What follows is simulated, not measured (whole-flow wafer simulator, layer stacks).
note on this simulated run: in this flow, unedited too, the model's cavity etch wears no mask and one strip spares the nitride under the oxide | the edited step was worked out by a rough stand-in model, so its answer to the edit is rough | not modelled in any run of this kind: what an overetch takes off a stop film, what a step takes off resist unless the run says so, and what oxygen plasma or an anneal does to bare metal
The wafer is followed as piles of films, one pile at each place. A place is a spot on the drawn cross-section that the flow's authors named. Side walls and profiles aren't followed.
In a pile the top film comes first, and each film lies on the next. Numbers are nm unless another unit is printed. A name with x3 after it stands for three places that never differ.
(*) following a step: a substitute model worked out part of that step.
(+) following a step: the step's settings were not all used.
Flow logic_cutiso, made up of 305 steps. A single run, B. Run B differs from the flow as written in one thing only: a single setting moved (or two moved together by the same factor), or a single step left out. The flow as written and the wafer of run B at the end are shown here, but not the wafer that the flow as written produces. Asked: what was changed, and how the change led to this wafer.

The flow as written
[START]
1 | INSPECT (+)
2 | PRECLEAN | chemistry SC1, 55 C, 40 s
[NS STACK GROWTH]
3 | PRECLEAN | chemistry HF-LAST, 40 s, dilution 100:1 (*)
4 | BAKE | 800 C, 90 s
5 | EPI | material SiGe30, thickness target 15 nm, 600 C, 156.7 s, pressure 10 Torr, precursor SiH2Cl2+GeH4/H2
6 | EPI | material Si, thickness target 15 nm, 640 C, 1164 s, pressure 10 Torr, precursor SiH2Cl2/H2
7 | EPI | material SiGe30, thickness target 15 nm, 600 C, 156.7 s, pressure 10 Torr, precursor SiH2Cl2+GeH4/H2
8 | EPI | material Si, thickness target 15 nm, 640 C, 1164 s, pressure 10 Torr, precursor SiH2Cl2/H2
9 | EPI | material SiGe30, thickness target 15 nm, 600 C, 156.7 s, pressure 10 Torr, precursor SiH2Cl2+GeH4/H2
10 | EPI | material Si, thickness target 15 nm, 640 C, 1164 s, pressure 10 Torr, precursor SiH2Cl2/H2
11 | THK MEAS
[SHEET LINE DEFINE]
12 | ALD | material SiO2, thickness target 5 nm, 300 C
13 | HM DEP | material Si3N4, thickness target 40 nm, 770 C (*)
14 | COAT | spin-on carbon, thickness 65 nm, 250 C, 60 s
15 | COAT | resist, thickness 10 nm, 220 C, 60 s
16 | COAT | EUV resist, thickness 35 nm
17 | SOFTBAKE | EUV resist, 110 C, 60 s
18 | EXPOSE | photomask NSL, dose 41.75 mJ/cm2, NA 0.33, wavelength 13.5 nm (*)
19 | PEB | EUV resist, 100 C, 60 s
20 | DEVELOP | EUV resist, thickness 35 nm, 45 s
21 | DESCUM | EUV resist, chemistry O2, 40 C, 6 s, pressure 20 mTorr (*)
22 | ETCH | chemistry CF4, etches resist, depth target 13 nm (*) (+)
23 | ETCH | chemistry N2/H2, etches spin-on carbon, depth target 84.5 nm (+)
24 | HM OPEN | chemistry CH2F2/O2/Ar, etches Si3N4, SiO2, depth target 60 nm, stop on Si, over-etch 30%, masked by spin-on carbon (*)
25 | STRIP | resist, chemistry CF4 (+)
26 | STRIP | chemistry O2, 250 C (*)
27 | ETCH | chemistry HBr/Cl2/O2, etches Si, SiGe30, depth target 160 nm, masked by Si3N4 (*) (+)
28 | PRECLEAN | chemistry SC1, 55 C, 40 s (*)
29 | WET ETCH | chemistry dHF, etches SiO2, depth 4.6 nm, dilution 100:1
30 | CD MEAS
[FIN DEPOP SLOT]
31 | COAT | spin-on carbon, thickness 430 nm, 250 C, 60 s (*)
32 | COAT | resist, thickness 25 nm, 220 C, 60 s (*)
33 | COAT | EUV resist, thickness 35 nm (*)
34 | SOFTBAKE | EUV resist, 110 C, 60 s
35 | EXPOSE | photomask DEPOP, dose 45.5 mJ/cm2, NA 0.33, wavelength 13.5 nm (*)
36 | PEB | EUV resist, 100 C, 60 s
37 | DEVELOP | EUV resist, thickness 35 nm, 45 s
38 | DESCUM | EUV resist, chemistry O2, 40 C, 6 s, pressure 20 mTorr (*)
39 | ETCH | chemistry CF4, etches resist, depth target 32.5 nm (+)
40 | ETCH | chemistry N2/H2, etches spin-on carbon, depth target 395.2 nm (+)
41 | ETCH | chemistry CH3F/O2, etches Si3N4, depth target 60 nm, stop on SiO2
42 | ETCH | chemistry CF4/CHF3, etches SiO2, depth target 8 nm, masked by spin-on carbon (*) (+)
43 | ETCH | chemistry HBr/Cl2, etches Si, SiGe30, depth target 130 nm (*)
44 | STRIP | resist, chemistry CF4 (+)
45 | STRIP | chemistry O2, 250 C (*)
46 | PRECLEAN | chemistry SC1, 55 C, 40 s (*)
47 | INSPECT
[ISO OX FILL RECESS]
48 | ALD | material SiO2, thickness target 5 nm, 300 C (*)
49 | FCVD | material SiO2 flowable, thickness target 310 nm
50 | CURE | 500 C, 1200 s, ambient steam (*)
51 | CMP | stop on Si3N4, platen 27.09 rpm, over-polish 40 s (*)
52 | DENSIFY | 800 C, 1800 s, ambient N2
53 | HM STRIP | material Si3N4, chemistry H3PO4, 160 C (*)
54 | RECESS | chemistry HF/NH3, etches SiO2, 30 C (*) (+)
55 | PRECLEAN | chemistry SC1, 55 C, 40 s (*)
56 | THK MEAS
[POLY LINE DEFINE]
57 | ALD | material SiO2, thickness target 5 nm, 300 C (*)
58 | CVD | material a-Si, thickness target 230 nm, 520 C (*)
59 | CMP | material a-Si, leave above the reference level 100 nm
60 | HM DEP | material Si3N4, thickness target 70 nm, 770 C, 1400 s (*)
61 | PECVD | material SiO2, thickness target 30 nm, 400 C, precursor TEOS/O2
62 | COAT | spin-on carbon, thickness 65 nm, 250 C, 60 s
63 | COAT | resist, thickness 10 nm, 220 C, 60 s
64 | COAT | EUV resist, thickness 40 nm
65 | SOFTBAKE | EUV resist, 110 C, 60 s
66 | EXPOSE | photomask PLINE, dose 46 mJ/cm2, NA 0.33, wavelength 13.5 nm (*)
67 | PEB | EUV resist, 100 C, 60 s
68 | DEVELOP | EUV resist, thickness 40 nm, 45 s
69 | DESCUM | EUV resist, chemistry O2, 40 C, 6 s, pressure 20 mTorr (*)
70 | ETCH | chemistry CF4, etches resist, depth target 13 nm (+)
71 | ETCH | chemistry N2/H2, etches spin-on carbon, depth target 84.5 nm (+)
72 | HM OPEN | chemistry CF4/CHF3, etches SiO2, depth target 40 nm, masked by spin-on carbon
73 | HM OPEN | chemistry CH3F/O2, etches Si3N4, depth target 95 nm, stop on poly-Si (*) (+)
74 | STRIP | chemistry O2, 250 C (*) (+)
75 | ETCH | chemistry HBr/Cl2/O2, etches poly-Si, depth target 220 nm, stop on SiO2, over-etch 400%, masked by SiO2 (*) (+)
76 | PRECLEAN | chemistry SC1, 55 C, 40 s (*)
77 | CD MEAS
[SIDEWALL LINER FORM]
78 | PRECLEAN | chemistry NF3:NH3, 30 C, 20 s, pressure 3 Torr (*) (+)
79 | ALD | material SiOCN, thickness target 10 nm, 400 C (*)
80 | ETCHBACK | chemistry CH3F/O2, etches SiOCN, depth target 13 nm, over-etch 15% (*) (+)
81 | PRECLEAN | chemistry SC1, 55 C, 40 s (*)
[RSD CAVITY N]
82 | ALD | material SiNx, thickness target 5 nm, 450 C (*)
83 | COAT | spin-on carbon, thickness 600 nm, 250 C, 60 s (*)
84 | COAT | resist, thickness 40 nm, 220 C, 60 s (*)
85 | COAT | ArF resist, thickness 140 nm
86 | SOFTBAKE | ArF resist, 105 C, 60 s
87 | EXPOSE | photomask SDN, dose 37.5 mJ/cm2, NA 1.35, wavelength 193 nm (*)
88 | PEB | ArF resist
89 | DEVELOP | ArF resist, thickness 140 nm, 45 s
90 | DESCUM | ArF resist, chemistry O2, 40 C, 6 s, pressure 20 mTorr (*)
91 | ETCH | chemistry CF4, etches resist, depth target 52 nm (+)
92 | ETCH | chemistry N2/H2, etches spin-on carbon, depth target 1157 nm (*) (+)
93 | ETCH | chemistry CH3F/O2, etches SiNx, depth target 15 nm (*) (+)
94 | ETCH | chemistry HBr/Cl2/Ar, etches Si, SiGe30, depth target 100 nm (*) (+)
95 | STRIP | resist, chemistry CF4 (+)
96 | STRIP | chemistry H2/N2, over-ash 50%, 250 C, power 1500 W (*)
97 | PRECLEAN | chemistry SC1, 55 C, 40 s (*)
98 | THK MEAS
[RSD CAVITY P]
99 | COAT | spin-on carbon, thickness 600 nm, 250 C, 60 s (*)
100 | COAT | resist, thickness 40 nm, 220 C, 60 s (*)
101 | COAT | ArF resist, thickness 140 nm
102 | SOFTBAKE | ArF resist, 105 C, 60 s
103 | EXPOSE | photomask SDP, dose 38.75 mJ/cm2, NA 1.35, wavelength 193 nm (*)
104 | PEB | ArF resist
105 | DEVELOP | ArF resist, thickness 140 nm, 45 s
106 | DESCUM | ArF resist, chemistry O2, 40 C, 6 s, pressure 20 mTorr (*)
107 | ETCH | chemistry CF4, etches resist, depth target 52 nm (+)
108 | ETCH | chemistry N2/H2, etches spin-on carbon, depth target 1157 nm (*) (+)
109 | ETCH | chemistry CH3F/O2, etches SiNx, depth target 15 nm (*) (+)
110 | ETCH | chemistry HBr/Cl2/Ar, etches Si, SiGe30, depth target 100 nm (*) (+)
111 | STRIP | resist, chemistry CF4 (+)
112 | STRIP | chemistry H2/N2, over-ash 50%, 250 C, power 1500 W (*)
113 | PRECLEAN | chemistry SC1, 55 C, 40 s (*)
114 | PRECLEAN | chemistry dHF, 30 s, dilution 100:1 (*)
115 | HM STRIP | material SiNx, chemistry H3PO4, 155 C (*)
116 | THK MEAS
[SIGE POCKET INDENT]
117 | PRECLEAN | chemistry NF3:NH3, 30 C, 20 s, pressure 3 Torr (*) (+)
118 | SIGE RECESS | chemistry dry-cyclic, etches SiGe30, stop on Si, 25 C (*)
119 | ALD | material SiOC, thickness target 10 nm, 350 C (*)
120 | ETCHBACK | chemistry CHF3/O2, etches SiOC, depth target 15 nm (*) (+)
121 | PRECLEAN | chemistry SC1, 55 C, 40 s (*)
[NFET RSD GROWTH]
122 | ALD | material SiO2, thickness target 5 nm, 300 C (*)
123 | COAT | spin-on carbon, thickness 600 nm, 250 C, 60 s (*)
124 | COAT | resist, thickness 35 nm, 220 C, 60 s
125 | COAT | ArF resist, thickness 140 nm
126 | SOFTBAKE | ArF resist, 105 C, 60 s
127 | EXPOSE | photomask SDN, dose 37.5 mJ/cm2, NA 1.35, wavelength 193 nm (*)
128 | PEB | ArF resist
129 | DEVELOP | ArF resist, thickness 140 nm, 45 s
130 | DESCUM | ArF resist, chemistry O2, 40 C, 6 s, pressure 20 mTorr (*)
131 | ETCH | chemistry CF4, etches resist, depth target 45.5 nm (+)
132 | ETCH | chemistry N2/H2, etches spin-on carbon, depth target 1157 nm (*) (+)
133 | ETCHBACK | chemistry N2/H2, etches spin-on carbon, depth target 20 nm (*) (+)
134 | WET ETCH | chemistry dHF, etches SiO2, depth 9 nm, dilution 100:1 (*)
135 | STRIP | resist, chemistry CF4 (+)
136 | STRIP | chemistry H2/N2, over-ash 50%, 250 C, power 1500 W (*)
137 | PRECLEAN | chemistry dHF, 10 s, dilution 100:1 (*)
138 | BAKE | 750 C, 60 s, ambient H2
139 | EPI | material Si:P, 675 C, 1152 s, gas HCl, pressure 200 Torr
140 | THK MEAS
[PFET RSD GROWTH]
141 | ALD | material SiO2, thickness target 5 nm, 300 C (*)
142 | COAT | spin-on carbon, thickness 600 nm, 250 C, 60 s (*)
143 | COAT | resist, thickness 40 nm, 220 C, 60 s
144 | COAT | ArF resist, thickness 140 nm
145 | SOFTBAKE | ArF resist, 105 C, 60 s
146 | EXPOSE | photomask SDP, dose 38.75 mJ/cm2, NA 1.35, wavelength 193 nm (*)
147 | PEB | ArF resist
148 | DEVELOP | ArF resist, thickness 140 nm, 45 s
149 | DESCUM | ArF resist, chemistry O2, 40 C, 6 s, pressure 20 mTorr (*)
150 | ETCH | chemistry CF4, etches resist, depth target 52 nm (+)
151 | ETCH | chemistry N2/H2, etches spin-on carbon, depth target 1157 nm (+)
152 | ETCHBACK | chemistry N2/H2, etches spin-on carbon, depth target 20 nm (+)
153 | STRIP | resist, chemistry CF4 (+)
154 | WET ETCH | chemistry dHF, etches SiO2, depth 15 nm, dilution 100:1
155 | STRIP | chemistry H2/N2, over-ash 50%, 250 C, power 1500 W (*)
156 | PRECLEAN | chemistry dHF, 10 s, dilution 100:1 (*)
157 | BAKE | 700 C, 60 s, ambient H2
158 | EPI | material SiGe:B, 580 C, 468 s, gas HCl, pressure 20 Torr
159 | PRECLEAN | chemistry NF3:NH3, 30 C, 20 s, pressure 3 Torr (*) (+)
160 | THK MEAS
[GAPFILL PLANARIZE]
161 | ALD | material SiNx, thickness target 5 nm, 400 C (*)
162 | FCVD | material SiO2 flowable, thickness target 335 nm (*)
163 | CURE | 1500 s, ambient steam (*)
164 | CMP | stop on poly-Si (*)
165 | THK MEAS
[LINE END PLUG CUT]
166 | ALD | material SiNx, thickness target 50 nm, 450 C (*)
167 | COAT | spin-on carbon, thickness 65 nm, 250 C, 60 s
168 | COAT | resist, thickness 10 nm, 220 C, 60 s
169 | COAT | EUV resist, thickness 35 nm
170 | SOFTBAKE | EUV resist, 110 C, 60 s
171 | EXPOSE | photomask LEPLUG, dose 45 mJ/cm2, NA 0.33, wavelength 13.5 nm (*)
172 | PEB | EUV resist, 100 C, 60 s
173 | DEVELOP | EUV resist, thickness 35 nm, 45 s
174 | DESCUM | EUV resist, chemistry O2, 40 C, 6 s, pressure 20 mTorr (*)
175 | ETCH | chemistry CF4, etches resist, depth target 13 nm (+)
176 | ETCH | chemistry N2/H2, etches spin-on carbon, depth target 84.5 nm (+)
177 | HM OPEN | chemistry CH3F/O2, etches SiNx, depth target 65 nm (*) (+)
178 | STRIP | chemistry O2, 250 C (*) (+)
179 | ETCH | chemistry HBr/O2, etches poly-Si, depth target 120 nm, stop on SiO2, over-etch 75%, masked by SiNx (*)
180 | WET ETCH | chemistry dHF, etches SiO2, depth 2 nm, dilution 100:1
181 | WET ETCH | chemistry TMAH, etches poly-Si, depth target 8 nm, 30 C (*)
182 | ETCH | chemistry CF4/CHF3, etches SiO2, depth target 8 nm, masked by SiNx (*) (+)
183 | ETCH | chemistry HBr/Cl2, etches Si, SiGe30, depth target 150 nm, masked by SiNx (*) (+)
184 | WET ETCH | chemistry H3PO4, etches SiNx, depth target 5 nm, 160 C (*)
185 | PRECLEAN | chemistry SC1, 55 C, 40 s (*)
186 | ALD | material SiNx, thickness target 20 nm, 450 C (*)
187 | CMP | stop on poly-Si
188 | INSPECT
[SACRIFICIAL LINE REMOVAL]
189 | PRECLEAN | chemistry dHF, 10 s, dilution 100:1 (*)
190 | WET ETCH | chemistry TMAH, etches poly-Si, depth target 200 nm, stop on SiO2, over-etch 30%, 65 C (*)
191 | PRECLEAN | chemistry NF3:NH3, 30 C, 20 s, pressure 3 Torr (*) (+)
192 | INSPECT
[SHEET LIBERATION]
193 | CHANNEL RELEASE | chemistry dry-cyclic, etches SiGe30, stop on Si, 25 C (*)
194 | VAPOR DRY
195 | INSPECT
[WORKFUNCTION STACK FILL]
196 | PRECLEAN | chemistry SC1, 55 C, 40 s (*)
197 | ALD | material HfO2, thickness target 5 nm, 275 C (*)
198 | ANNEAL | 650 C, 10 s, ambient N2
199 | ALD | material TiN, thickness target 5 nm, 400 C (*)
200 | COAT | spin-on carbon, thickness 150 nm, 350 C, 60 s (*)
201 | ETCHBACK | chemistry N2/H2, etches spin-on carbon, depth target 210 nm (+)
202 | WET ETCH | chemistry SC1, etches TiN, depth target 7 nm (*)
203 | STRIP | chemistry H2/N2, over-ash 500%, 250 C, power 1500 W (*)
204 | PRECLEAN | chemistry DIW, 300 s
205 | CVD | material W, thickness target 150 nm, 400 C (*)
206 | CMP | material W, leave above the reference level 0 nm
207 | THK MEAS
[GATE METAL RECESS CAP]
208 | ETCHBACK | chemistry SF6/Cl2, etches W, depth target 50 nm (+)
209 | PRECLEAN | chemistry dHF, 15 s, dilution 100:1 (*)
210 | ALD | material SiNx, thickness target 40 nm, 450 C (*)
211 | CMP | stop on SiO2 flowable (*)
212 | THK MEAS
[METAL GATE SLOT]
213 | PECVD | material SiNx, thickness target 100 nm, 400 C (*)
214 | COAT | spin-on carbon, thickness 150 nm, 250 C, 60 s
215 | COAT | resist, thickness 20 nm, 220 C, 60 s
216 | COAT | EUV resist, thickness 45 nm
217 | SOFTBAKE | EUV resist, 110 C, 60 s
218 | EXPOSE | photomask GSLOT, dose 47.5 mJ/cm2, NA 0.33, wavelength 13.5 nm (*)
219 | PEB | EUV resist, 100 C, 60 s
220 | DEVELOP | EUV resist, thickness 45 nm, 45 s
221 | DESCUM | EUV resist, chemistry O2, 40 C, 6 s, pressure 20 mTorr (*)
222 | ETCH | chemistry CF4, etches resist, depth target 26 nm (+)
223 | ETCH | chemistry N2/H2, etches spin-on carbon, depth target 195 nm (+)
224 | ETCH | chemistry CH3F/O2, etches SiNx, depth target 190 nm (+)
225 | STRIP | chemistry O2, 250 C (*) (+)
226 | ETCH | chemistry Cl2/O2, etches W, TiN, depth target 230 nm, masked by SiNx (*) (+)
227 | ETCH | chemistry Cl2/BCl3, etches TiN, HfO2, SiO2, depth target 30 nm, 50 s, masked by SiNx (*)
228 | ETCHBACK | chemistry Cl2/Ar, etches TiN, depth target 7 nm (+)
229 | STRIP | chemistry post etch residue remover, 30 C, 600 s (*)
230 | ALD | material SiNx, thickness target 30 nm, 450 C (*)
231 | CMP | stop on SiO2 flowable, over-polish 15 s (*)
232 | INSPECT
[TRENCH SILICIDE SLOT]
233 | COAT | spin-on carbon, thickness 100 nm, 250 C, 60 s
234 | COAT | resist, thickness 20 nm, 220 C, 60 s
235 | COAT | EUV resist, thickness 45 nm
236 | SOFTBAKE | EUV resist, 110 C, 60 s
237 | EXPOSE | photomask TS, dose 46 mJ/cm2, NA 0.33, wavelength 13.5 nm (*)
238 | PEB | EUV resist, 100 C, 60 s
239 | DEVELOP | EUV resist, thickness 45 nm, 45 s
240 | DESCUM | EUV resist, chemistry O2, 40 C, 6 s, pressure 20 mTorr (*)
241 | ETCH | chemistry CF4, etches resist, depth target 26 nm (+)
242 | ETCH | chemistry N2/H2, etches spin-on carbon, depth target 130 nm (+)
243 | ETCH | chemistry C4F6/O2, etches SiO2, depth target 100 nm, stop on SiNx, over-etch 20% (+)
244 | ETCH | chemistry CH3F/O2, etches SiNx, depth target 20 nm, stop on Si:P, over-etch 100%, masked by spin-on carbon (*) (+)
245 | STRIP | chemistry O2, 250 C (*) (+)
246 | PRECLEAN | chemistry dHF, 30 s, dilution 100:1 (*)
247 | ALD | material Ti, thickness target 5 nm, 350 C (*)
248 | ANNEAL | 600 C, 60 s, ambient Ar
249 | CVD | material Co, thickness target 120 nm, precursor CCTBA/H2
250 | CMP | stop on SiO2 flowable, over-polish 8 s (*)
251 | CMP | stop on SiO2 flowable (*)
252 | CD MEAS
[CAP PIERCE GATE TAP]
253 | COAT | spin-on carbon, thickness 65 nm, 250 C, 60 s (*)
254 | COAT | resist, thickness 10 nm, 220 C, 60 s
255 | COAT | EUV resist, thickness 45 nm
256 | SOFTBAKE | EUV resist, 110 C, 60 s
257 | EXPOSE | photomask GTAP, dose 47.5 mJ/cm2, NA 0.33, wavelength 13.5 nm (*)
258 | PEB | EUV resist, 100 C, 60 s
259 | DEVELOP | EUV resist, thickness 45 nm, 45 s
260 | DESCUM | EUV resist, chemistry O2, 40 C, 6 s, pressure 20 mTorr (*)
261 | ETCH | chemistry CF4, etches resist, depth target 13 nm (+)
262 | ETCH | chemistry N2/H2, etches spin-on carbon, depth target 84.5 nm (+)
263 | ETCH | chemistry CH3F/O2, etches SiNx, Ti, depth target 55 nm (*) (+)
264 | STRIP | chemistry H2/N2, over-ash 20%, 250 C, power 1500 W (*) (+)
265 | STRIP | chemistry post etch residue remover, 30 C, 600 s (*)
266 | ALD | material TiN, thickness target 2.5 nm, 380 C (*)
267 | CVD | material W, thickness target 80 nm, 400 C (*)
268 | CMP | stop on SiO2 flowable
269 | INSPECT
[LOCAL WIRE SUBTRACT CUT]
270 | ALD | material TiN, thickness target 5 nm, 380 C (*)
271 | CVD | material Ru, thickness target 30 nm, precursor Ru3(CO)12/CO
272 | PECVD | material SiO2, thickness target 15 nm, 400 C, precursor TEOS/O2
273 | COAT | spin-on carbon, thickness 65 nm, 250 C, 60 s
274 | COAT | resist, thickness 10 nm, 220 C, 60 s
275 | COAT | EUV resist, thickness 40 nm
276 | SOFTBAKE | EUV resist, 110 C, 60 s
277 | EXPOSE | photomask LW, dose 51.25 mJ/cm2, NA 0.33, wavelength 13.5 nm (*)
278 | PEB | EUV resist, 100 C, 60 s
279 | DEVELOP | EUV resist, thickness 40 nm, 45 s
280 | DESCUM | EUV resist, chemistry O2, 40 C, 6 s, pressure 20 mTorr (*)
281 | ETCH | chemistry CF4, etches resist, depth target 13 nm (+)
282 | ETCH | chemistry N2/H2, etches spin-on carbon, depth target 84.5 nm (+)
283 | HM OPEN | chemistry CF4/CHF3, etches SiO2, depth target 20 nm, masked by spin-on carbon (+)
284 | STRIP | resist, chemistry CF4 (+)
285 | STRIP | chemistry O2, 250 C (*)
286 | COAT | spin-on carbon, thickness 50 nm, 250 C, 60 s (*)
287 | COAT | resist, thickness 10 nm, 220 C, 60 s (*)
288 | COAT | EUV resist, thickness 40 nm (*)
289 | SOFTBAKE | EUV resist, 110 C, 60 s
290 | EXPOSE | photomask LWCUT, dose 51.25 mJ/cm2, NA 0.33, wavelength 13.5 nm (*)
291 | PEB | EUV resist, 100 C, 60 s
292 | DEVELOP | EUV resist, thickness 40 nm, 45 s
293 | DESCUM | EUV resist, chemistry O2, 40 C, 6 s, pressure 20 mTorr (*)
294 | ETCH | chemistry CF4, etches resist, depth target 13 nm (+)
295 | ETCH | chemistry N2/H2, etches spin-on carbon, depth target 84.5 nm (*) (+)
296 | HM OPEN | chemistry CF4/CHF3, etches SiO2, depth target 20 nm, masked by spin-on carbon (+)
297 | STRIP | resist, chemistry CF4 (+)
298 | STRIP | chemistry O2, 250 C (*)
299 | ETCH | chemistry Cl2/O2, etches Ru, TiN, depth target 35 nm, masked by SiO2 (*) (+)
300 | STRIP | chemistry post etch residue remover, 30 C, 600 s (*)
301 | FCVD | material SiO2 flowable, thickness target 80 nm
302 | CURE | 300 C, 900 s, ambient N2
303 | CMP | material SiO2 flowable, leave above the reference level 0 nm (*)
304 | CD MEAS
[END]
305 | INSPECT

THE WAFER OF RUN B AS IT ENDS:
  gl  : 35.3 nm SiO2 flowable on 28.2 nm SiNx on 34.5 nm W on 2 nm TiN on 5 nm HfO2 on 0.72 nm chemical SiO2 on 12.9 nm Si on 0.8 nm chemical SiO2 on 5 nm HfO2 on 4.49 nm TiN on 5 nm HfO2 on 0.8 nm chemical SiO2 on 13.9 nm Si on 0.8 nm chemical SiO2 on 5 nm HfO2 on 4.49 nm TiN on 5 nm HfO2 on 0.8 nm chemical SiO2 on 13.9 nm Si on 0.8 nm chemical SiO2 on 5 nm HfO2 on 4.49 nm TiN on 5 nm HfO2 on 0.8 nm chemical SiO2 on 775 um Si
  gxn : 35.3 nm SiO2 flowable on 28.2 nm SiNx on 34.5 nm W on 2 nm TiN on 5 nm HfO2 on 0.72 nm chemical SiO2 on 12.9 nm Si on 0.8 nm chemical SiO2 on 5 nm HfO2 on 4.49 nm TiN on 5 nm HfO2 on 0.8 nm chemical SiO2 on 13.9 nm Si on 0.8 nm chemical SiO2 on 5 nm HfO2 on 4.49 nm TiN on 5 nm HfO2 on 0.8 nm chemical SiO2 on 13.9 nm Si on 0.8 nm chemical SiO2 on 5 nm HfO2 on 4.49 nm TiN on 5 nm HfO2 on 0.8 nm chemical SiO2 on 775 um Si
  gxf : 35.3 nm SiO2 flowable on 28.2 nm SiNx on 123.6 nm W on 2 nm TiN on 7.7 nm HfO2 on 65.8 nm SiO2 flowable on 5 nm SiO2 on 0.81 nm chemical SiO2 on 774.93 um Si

Cause: step 199, ALD: thickness target 2 nm was run, whereas the flow has thickness target 5 nm.
The wafer itself shows it: gxn has TiN 2, and step 199 as written asks for 5 nm.

How this came from the change, step by step:
  199 | ALD | material TiN, thickness target 5 nm, 400 C (*)
      depop, dpovl, gxf and 12 more: TiN gains 2 (new film) (as written it would have been: TiN gains 5 (new film))
      gl, glp, tap: TiN gains 2 (new film), TiN gains 4.49 (new film), cavity loses 4.49 (all of it), TiN gains 4.49 (new film), cavity loses 4.49 (all of it), TiN gains 4.49 (new film), cavity loses 4.49 (all of it) (as written it would have been: TiN gains 5.26 (new film), TiN gains 4.49 (new film), cavity loses 4.49 (all of it), TiN gains 4.49 (new film), cavity loses 4.49 (all of it), TiN gains 4.49 (new film), cavity loses 4.49 (all of it))
      (also at 4 further places)
  200 | COAT | spin-on carbon, thickness 150 nm, 350 C, 60 s (*)
      gxn, gxp: spin-on carbon gains 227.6 (new film) (as written it would have been: spin-on carbon gains 236.9 (new film))
      lnr, lnrp: spin-on carbon gains 125.2 (new film) (as written it would have been: spin-on carbon gains 133.9 (new film))
      (also at 18 further places)
  201 | ETCHBACK | chemistry N2/H2, etches spin-on carbon, depth target 210 nm (+)
      lnr, lnrp: spin-on carbon loses 125.2 (all of it) (as written it would have been: spin-on carbon loses 133.9 (all of it))
      rsdn, rsdw: spin-on carbon loses 136.8 (all of it) (as written it would have been: spin-on carbon loses 145.8 (all of it))
      (also at 11 further places)
  202 | WET ETCH | chemistry SC1, etches TiN, depth target 7 nm (*)
      depop, dpovl, iso and 12 more: TiN loses 2 (all of it) (as written it would have been: TiN loses 5 (all of it))
  203 | STRIP | chemistry H2/N2, over-ash 500%, 250 C, power 1500 W (*)
      gl, glp: spin-on carbon loses 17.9 (all of it) (as written it would have been: spin-on carbon loses 26.7 (all of it))
      gxn, gxp: spin-on carbon loses 17.5 (all of it) (as written it would have been: spin-on carbon loses 26.8 (all of it))
      (also at 3 further places)
  226 | ETCH | chemistry Cl2/O2, etches W, TiN, depth target 230 nm, masked by SiNx (*) (+)
      gfld: W loses 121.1 (all of it), TiN loses 2 (all of it), HfO2 loses 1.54 (as written it would have been: W loses 115.4 (all of it), TiN loses 7.64 (all of it), HfO2 loses 1.54)
